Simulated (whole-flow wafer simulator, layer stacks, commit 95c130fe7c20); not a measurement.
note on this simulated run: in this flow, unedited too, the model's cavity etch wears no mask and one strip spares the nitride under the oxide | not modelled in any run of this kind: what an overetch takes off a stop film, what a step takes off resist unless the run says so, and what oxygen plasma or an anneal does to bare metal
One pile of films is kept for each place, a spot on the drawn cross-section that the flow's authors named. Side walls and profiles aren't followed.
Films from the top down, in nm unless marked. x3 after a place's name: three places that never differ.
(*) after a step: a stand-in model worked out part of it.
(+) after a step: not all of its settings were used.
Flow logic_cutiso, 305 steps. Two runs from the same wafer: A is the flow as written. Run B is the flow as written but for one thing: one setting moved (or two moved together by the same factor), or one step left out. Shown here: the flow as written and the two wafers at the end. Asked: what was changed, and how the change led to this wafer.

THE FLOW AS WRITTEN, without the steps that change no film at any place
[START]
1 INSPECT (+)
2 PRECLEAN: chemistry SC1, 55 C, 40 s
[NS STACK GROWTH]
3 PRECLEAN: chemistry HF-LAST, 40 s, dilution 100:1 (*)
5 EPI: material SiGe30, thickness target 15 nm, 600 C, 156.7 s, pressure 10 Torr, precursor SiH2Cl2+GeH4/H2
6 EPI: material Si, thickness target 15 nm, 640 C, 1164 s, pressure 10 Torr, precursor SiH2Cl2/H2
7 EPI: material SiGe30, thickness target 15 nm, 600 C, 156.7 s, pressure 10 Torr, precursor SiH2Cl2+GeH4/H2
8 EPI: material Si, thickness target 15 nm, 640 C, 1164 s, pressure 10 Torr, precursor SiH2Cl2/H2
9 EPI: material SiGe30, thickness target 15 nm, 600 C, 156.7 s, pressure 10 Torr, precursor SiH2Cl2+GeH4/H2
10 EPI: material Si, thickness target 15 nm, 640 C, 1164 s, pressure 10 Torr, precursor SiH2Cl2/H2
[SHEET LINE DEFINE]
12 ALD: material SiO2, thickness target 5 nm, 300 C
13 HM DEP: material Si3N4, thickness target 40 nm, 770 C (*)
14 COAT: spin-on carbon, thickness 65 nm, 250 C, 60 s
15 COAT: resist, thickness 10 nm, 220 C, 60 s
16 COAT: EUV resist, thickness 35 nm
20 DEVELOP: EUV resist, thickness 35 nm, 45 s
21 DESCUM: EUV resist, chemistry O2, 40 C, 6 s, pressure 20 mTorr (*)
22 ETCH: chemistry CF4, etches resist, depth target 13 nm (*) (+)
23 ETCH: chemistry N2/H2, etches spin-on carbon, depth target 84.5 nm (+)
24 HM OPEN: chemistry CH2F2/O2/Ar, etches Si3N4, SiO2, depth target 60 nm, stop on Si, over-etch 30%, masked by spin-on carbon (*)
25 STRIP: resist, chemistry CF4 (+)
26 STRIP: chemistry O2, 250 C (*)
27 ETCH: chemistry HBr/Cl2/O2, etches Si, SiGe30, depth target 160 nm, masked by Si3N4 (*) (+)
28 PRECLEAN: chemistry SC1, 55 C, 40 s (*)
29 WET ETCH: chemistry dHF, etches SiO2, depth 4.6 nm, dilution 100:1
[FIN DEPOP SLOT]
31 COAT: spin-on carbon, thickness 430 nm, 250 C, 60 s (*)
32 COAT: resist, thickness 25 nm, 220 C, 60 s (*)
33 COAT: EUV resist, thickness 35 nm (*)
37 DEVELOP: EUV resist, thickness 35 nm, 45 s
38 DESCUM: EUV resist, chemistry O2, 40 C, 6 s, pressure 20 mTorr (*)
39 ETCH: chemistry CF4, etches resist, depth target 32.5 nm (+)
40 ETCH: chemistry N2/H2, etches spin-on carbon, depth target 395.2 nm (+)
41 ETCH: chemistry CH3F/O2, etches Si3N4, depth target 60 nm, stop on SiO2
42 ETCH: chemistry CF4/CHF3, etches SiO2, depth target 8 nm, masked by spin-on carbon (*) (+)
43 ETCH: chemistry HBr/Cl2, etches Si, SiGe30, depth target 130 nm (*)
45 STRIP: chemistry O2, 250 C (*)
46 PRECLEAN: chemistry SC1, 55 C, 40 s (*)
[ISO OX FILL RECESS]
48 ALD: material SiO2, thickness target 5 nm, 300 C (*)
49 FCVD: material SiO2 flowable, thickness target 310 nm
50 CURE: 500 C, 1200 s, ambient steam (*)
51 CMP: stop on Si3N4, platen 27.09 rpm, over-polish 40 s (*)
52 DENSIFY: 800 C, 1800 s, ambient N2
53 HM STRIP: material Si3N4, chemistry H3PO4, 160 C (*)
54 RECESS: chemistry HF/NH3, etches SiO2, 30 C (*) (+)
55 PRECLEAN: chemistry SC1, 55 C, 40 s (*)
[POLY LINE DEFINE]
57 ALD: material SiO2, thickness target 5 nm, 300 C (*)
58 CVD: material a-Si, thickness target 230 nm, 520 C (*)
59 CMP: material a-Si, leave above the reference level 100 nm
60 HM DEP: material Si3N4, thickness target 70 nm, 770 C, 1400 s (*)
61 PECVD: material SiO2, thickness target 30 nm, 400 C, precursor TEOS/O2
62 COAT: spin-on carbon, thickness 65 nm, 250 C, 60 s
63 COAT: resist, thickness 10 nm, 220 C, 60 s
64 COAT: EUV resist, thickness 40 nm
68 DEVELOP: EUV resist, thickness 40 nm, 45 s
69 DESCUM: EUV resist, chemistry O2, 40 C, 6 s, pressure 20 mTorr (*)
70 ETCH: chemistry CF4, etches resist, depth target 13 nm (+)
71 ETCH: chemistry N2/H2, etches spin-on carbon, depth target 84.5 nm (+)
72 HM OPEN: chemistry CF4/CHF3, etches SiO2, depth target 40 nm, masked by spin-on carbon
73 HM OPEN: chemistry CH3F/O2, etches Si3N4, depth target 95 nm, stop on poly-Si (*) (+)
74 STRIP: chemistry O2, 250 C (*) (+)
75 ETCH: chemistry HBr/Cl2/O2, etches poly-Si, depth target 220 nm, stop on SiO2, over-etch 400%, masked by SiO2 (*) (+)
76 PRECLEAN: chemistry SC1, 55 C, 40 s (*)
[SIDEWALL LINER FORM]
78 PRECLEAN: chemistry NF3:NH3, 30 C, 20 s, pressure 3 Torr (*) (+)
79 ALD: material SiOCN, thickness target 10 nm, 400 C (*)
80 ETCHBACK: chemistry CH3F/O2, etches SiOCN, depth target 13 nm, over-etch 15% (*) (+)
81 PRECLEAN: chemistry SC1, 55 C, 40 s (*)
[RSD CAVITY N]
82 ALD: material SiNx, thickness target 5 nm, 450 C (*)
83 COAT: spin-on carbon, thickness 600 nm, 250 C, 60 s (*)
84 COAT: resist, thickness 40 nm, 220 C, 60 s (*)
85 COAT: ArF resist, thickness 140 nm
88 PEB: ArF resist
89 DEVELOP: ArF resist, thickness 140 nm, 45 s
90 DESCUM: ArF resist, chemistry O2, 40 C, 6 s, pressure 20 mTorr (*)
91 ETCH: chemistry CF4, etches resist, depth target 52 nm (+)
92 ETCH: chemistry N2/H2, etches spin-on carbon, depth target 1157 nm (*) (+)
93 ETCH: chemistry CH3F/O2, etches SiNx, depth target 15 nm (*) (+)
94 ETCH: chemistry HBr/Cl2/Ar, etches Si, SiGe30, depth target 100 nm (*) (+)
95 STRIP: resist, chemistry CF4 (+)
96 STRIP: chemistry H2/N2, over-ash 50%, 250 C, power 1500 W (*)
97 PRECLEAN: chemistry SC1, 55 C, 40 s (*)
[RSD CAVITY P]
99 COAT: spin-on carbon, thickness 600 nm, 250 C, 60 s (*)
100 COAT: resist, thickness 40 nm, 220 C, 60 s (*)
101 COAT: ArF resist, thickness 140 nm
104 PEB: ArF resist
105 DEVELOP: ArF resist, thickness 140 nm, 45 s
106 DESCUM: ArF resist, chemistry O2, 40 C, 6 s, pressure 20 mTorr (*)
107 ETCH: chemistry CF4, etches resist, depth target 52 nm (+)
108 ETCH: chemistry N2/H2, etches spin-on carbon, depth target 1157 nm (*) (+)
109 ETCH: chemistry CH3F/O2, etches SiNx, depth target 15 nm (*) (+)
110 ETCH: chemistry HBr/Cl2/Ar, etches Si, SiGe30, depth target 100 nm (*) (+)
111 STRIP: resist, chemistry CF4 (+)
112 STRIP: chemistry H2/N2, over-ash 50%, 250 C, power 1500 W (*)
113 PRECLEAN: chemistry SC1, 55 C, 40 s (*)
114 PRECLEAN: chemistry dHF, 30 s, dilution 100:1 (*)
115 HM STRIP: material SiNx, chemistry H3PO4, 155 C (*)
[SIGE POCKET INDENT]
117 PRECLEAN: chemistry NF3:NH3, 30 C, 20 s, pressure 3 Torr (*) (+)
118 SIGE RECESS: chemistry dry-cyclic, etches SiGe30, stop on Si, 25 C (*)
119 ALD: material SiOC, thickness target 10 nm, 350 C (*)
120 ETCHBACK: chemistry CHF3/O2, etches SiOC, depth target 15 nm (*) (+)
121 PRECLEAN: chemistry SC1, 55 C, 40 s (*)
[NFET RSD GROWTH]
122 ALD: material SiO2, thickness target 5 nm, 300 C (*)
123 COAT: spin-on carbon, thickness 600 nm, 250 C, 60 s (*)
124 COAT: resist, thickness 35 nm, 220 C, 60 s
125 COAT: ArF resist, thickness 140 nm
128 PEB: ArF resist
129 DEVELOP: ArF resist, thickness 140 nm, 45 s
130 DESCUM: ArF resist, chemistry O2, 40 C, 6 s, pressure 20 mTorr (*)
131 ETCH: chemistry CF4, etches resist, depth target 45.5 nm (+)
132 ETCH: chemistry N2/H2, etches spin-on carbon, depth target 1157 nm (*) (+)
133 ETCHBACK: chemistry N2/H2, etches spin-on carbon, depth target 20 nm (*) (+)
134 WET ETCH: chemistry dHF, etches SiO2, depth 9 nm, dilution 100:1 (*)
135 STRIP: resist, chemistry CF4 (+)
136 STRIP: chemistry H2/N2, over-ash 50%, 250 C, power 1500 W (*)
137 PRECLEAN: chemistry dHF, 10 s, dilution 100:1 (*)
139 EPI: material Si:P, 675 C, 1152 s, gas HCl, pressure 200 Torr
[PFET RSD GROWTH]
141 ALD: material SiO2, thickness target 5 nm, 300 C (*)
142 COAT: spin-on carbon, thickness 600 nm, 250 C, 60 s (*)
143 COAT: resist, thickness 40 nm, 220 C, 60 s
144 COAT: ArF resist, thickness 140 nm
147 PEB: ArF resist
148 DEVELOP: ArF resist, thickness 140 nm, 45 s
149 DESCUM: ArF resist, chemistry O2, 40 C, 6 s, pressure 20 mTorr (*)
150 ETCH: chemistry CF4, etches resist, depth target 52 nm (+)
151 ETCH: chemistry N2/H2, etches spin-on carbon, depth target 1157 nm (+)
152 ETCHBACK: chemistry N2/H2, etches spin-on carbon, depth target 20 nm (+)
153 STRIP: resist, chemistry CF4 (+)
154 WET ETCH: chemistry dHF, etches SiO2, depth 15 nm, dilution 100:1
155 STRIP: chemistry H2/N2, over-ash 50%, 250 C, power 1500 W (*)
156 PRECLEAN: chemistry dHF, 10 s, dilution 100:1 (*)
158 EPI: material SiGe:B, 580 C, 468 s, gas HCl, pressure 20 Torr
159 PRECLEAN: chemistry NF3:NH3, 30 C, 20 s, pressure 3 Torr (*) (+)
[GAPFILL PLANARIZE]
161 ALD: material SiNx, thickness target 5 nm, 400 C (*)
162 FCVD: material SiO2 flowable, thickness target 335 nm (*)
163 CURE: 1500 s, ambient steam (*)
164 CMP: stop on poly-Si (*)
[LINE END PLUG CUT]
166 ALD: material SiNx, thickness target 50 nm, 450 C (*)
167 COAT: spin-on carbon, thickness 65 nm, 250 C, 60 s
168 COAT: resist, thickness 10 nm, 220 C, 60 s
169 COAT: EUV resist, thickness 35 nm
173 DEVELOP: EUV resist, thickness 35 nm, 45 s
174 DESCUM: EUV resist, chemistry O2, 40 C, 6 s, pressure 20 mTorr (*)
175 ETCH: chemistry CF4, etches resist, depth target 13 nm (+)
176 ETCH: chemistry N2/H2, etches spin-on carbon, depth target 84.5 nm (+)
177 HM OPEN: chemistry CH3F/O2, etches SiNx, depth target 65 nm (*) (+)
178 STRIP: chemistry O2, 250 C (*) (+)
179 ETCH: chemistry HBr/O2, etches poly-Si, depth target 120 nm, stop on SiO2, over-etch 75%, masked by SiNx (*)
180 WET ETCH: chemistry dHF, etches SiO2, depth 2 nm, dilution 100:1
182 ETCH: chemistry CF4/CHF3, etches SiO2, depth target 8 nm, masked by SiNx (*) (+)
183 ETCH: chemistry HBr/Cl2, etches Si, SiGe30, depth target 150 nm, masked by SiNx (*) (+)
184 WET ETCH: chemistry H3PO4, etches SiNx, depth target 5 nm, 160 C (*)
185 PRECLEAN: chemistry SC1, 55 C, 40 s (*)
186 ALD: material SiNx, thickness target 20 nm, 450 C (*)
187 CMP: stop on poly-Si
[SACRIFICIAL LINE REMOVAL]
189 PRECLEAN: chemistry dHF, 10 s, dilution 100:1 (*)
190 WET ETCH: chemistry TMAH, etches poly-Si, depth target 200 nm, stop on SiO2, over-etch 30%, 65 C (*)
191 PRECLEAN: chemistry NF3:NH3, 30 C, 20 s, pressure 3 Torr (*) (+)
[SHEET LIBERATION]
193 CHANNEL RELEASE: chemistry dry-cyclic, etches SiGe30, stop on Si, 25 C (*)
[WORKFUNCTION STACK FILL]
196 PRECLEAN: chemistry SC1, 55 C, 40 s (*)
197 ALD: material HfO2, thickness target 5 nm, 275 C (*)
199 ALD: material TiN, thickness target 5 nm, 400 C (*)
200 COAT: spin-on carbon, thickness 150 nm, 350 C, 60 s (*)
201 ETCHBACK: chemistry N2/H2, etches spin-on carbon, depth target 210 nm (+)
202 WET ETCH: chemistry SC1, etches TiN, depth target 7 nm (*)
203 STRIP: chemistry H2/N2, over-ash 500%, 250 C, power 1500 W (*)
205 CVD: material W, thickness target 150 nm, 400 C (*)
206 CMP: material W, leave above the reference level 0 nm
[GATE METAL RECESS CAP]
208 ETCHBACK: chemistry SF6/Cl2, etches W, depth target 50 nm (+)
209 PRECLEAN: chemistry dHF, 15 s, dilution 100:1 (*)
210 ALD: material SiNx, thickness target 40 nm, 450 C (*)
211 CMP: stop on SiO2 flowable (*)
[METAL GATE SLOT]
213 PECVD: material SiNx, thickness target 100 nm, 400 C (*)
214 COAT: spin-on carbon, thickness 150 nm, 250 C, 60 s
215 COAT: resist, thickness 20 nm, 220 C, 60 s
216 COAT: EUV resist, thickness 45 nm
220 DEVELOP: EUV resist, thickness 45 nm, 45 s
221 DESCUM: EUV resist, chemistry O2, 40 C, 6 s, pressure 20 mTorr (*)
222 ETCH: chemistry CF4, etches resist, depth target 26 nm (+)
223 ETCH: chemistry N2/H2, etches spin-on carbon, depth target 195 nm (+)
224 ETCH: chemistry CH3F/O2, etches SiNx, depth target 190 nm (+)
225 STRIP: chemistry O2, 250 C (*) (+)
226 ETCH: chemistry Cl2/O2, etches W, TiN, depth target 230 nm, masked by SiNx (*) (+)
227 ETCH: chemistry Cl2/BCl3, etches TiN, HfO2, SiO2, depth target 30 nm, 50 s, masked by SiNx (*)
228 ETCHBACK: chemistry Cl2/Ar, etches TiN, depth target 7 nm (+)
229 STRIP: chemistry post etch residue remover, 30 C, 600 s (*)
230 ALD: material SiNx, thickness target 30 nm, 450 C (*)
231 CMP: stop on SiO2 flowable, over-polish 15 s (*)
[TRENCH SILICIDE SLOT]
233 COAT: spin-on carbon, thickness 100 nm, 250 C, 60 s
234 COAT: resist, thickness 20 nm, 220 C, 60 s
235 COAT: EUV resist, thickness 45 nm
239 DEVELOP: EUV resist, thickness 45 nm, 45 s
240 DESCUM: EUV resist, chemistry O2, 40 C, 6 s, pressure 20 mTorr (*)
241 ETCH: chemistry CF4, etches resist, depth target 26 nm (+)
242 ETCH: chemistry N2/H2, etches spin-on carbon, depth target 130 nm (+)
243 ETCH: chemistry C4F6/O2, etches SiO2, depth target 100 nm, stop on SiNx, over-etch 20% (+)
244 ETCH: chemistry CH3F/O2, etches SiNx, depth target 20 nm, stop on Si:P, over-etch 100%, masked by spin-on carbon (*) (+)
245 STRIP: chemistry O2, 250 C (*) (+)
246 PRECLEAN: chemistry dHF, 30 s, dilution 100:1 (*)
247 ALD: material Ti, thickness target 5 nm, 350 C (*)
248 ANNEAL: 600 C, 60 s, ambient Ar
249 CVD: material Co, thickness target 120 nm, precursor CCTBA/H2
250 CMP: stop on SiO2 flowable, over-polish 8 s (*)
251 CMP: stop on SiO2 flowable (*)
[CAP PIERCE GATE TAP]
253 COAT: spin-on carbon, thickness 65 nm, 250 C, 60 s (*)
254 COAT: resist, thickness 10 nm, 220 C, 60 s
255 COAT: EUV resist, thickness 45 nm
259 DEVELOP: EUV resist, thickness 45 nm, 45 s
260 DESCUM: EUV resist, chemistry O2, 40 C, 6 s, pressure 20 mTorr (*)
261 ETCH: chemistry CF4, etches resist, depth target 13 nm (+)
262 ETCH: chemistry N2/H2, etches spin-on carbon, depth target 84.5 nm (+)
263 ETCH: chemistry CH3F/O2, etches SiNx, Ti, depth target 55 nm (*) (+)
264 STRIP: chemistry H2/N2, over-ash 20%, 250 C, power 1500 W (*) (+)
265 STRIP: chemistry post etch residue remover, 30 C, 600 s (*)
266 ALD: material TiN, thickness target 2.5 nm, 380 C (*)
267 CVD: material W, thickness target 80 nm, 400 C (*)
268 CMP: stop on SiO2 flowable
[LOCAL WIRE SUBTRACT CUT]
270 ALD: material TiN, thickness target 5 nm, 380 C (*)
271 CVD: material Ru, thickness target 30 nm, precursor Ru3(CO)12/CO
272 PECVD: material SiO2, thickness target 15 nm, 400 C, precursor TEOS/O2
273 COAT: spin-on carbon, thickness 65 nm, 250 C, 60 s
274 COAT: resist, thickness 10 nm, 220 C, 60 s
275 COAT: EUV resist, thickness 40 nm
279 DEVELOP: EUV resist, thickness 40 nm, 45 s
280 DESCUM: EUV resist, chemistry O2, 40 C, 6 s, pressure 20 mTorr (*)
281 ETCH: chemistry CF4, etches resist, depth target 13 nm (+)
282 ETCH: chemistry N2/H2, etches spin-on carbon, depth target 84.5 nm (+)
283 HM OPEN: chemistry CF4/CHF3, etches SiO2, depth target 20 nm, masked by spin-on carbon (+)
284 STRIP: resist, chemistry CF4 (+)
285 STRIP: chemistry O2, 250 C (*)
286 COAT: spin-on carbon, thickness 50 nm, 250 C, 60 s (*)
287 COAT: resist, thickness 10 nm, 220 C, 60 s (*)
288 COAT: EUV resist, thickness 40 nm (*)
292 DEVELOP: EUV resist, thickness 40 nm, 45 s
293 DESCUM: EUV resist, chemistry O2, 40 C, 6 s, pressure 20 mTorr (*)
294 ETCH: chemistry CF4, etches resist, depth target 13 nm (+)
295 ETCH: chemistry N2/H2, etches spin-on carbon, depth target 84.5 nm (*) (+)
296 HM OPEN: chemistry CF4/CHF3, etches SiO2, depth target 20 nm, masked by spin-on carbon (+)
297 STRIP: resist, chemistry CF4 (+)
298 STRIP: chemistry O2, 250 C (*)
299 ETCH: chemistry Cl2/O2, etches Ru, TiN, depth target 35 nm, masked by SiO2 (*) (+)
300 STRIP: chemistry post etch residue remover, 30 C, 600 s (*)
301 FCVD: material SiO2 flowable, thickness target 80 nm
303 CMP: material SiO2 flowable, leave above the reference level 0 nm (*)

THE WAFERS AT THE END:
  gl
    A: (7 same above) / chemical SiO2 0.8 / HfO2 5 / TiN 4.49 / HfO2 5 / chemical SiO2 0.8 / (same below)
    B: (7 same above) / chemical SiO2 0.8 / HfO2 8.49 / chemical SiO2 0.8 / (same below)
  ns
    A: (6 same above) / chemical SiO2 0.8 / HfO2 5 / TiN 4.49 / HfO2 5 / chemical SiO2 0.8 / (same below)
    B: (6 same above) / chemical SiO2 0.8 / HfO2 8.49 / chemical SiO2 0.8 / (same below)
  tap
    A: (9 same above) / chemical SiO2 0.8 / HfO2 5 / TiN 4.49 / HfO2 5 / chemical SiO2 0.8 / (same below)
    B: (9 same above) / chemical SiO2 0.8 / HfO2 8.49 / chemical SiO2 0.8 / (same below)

The cause: step 9, EPI: 94 s was run, where the flow has 156.7 s.

How the change led to this, step by step:
  9 EPI: material SiGe30, thickness target 15 nm, 600 C, 156.7 s, pressure 10 Torr, precursor SiH2Cl2+GeH4/H2
      depop, dpovl, gfld and 19 more: A SiGe30 +15 (new film) | B SiGe30 +9 (new film)
  27 ETCH: chemistry HBr/Cl2/O2, etches Si, SiGe30, depth target 160 nm, masked by Si3N4 (*) (+)
      gfld, gxf, iso, lnri: A chemical SiO2 -0.79 (all of it), Si -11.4 (all of it), SiGe30 -15 (all of it), Si -15 (all of it), SiGe30 -15 (all of it), Si -15 (all of it), SiGe30 -15 (all of it), Si -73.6 | B chemical SiO2 -0.79 (all of it), Si -11.4 (all of it), SiGe30 -9 (all of it), Si -15 (all of it), SiGe30 -15 (all of it), Si -15 (all of it), SiGe30 -15 (all of it), Si -79.6
      dpovl, nsgap: A chemical SiO2 -0.79 (all of it), Si -11.8 (all of it), SiGe30 -15 (all of it), Si -15 (all of it), SiGe30 -15 (all of it), Si -15 (all of it), SiGe30 -15 (all of it), Si -73.2 | B chemical SiO2 -0.79 (all of it), Si -11.8 (all of it), SiGe30 -9 (all of it), Si -15 (all of it), SiGe30 -15 (all of it), Si -15 (all of it), SiGe30 -15 (all of it), Si -79.2
      (and at 1 more place)
  43 ETCH: chemistry HBr/Cl2, etches Si, SiGe30, depth target 130 nm (*)
      depop: A Si -14 (all of it), SiGe30 -15 (all of it), Si -15 (all of it), SiGe30 -15 (all of it), Si -15 (all of it), SiGe30 -15 (all of it), Si -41 | B Si -14 (all of it), SiGe30 -9 (all of it), Si -15 (all of it), SiGe30 -15 (all of it), Si -15 (all of it), SiGe30 -15 (all of it), Si -47
  94 ETCH: chemistry HBr/Cl2/Ar, etches Si, SiGe30, depth target 100 nm (*) (+)
      rsdn, rsdx: A chemical SiO2 -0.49 (all of it), Si -12.8 (all of it), SiGe30 -15 (all of it), Si -15 (all of it), SiGe30 -15 (all of it), Si -15 (all of it), SiGe30 -15 (all of it), Si -12.2 | B chemical SiO2 -0.49 (all of it), Si -12.8 (all of it), SiGe30 -9 (all of it), Si -15 (all of it), SiGe30 -15 (all of it), Si -15 (all of it), SiGe30 -15 (all of it), Si -18.2
  110 ETCH: chemistry HBr/Cl2/Ar, etches Si, SiGe30, depth target 100 nm (*) (+)
      rsdp, rsdw: A chemical SiO2 -0.49 (all of it), Si -12.8 (all of it), SiGe30 -15 (all of it), Si -15 (all of it), SiGe30 -15 (all of it), Si -15 (all of it), SiGe30 -15 (all of it), Si -12.2 | B chemical SiO2 -0.49 (all of it), Si -12.8 (all of it), SiGe30 -9 (all of it), Si -15 (all of it), SiGe30 -15 (all of it), Si -15 (all of it), SiGe30 -15 (all of it), Si -18.2
  118 SIGE RECESS: chemistry dry-cyclic, etches SiGe30, stop on Si, 25 C (*)
      lnr, lnrp, lnrt: A SiOCN -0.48, Si -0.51, cavity +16 (new film), SiGe30 -15 (all of it), Si -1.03, cavity +16 (new film), SiGe30 -15 (all of it), Si -1.03, cavity +16 (new film), SiGe30 -15 (all of it), Si -0.51 | B SiOCN -0.48, Si -0.51, cavity +10 (new film), SiGe30 -9 (all of it), Si -1.03, cavity +16 (new film), SiGe30 -15 (all of it), Si -1.03, cavity +16 (new film), SiGe30 -15 (all of it), Si -0.51
  119 ALD: material SiOC, thickness target 10 nm, 350 C (*)
      lnr, lnrp, lnrt: A SiOC +10 (new film), SiOC +16 (new film), cavity -16 (all of it), SiOC +16 (new film), cavity -16 (all of it), SiOC +16 (new film), cavity -16 (all of it) | B SiOC +10 (new film), SiOC +10 (new film), cavity -10 (all of it), SiOC +16 (new film), cavity -16 (all of it), SiOC +16 (new film), cavity -16 (all of it)
  183 ETCH: chemistry HBr/Cl2, etches Si, SiGe30, depth target 150 nm, masked by SiNx (*) (+)
      plug: A Si -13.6 (all of it), SiGe30 -15 (all of it), Si -15 (all of it), SiGe30 -15 (all of it), Si -15 (all of it), SiGe30 -15 (all of it), Si -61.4 | B Si -13.6 (all of it), SiGe30 -9 (all of it), Si -15 (all of it), SiGe30 -15 (all of it), Si -15 (all of it), SiGe30 -15 (all of it), Si -67.4
  193 CHANNEL RELEASE: chemistry dry-cyclic, etches SiGe30, stop on Si, 25 C (*)
      gl, glp, gxn, gxp, ns, tap: A chemical SiO2 +0.8 (new film), Si -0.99, chemical SiO2 +0.8 (new film), cavity +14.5 (new film), chemical SiO2 +0.8 (new film), SiGe30 -15 (all of it), Si -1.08, chemical SiO2 +0.8 (new film), cavity +14.5 (new film), chemical SiO2 +0.8 (new film), SiGe30 -15 (all of it), Si -1.08, chemical SiO2 +0.8 (new film), cavity +14.5 (new film), chemical SiO2 +0.8 (new film), SiGe30 -15 (all of it), Si -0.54 | B chemical SiO2 +0.8 (new film), Si -0.99, chemical SiO2 +0.8 (new film), cavity +8.49 (new film), chemical SiO2 +0.8 (new film), SiGe30 -9 (all of it), Si -1.08, chemical SiO2 +0.8 (new film), cavity +14.5 (new film), chemical SiO2 +0.8 (new film), SiGe30 -15 (all of it), Si -1.08, chemical SiO2 +0.8 (new film), cavity +14.5 (new film), chemical SiO2 +0.8 (new film), SiGe30 -15 (all of it), Si -0.54
  197 ALD: material HfO2, thickness target 5 nm, 275 C (*)
      gl, glp, gxn, gxp, ns, tap: A HfO2 +5 (new film), HfO2 +5 (new film), cavity -10, HfO2 +5 (new film), HfO2 +5 (new film), cavity -10, HfO2 +5 (new film), HfO2 +5 (new film), cavity -10, HfO2 +5 (new film) | B HfO2 +5 (new film), HfO2 +8.49 (new film), cavity -8.49 (all of it), HfO2 +5 (new film), cavity -10, HfO2 +5 (new film), HfO2 +5 (new film), cavity -10, HfO2 +5 (new film)
  199 ALD: material TiN, thickness target 5 nm, 400 C (*)
      gl, glp, tap: A TiN +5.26 (new film), TiN +4.49 (new film), cavity -4.49 (all of it), TiN +4.49 (new film), cavity -4.49 (all of it), TiN +4.49 (new film), cavity -4.49 (all of it) | B TiN +5.26 (new film), TiN +4.49 (new film), cavity -4.49 (all of it), TiN +4.49 (new film), cavity -4.49 (all of it)
      gxn, gxp, ns: A TiN +5 (new film), TiN +4.49 (new film), cavity -4.49 (all of it), TiN +4.49 (new film), cavity -4.49 (all of it), TiN +4.49 (new film), cavity -4.49 (all of it) | B TiN +5 (new film), TiN +4.49 (new film), cavity -4.49 (all of it), TiN +4.49 (new film), cavity -4.49 (all of it)
Counting metal films that touch as one body, gl has 3 bodies (between them, from the top down: HfO2 5 / chemical SiO2 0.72 / Si 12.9 / chemical SiO2 0.8 / HfO2 8.49 / chemical SiO2 0.8 / Si 13.9 / chemical SiO2 0.8 / HfO2 5; HfO2 5 / chemical SiO2 0.8 / Si 13.9 / chemical SiO2 0.8 / HfO2 5); the flow as written gives 4 bodies (between them, from the top down: HfO2 5 / chemical SiO2 0.72 / Si 12.9 / chemical SiO2 0.8 / HfO2 5; HfO2 5 / chemical SiO2 0.8 / Si 13.9 / chemical SiO2 0.8 / HfO2 5; HfO2 5 / chemical SiO2 0.8 / Si 13.9 / chemical SiO2 0.8 / HfO2 5).
Counting metal films that touch as one body, ns has 3 bodies (between them, from the top down: HfO2 5 / chemical SiO2 0.72 / Si 12.9 / chemical SiO2 0.8 / HfO2 8.49 / chemical SiO2 0.8 / Si 13.9 / chemical SiO2 0.8 / HfO2 5; HfO2 5 / chemical SiO2 0.8 / Si 13.9 / chemical SiO2 0.8 / HfO2 5); the flow as written gives 4 bodies (between them, from the top down: HfO2 5 / chemical SiO2 0.72 / Si 12.9 / chemical SiO2 0.8 / HfO2 5; HfO2 5 / chemical SiO2 0.8 / Si 13.9 / chemical SiO2 0.8 / HfO2 5; HfO2 5 / chemical SiO2 0.8 / Si 13.9 / chemical SiO2 0.8 / HfO2 5).
Counting metal films that touch as one body, tap has 3 bodies (between them, from the top down: HfO2 5 / chemical SiO2 0.72 / Si 12.9 / chemical SiO2 0.8 / HfO2 8.49 / chemical SiO2 0.8 / Si 13.9 / chemical SiO2 0.8 / HfO2 5; HfO2 5 / chemical SiO2 0.8 / Si 13.9 / chemical SiO2 0.8 / HfO2 5); the flow as written gives 4 bodies (between them, from the top down: HfO2 5 / chemical SiO2 0.72 / Si 12.9 / chemical SiO2 0.8 / HfO2 5; HfO2 5 / chemical SiO2 0.8 / Si 13.9 / chemical SiO2 0.8 / HfO2 5; HfO2 5 / chemical SiO2 0.8 / Si 13.9 / chemical SiO2 0.8 / HfO2 5).
